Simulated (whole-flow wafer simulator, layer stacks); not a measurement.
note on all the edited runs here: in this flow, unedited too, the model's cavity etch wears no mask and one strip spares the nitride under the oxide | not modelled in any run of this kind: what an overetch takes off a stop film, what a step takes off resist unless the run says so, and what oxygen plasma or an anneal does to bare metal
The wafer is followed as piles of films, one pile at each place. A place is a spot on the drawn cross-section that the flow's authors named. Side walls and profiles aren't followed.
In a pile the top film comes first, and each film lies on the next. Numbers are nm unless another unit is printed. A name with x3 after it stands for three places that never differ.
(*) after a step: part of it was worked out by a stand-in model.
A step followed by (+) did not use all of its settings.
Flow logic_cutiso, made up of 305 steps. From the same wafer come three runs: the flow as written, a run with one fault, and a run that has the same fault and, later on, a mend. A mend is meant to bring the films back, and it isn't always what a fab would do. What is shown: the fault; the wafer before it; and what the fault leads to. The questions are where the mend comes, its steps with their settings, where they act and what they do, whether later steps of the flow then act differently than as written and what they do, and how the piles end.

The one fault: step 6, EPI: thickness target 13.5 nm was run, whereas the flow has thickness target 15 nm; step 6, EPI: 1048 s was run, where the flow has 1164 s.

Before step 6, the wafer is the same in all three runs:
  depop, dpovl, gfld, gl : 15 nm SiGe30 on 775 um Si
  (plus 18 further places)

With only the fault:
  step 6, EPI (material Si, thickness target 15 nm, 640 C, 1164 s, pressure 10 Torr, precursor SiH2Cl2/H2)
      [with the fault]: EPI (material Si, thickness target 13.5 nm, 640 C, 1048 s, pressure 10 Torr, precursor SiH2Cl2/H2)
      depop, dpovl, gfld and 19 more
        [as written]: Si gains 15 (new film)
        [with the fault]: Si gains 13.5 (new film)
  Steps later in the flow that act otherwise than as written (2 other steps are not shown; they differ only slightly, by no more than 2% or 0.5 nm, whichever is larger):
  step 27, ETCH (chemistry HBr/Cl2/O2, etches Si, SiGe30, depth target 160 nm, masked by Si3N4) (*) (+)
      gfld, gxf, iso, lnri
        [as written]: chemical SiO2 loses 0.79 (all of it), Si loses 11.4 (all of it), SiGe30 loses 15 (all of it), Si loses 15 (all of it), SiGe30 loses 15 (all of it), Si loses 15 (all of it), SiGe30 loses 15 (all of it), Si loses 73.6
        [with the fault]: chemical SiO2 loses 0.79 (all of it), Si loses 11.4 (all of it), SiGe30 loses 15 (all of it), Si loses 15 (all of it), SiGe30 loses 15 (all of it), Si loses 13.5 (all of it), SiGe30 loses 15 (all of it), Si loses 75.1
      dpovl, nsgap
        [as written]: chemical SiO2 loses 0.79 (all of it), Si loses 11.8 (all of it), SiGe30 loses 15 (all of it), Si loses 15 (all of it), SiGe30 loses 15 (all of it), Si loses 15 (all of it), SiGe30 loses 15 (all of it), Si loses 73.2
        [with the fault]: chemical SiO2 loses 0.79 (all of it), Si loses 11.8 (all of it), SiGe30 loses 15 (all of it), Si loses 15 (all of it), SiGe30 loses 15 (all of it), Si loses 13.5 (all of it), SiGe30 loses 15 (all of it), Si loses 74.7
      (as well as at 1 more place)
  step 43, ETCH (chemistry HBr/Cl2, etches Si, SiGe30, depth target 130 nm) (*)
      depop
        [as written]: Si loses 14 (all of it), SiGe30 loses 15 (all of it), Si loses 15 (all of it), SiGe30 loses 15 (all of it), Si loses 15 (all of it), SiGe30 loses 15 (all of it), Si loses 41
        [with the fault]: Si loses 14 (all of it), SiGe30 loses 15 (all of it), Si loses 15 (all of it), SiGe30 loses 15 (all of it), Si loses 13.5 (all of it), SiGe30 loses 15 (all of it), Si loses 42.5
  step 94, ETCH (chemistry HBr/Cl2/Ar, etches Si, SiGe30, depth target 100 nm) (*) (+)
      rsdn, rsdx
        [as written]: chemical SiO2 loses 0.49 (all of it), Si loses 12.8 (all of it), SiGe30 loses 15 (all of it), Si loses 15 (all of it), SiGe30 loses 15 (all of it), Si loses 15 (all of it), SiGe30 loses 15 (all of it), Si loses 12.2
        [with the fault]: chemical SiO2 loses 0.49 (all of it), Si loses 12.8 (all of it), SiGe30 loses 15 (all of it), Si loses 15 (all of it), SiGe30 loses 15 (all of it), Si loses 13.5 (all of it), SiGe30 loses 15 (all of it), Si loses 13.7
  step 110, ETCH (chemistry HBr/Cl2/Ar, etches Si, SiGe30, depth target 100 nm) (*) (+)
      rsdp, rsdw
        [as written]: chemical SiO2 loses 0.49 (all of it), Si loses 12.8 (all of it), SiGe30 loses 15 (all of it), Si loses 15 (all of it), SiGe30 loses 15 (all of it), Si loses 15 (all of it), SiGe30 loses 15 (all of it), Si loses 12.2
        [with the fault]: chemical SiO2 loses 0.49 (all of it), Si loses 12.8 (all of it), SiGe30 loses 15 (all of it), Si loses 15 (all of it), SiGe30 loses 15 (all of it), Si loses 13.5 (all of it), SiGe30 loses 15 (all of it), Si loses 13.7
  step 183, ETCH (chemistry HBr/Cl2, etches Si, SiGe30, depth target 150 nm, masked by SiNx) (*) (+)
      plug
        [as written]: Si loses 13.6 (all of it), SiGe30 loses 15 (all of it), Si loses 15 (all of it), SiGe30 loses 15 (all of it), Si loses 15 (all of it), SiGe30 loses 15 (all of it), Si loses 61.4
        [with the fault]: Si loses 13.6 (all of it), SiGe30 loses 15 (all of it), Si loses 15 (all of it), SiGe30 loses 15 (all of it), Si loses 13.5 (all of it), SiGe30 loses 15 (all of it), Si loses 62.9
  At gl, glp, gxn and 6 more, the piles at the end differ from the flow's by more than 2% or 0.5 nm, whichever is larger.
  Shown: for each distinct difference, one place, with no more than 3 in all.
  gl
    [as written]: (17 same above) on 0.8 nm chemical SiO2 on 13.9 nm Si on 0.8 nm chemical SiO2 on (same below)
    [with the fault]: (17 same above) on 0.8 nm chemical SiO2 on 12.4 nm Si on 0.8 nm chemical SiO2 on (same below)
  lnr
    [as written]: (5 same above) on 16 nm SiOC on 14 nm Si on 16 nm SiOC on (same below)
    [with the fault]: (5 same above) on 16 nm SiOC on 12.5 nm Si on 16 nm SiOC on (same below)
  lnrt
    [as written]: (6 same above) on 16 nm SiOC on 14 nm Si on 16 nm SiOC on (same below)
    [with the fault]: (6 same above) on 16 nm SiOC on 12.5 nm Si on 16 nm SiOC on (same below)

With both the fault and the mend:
  The mend follows step 6.
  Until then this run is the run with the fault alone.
  step 6a, EPI (material Si, thickness target 1.5 nm, 640 C, 116.4 s, pressure 10 Torr, precursor SiH2Cl2/H2) (the flow's step 6, run once more with other settings)
      depop, dpovl, gfld and 19 more
        Si gains 1.5
  Every later step of the flow that is run acts as written at every place that is followed.
  The piles end the same as the flow's at every place that both follow.
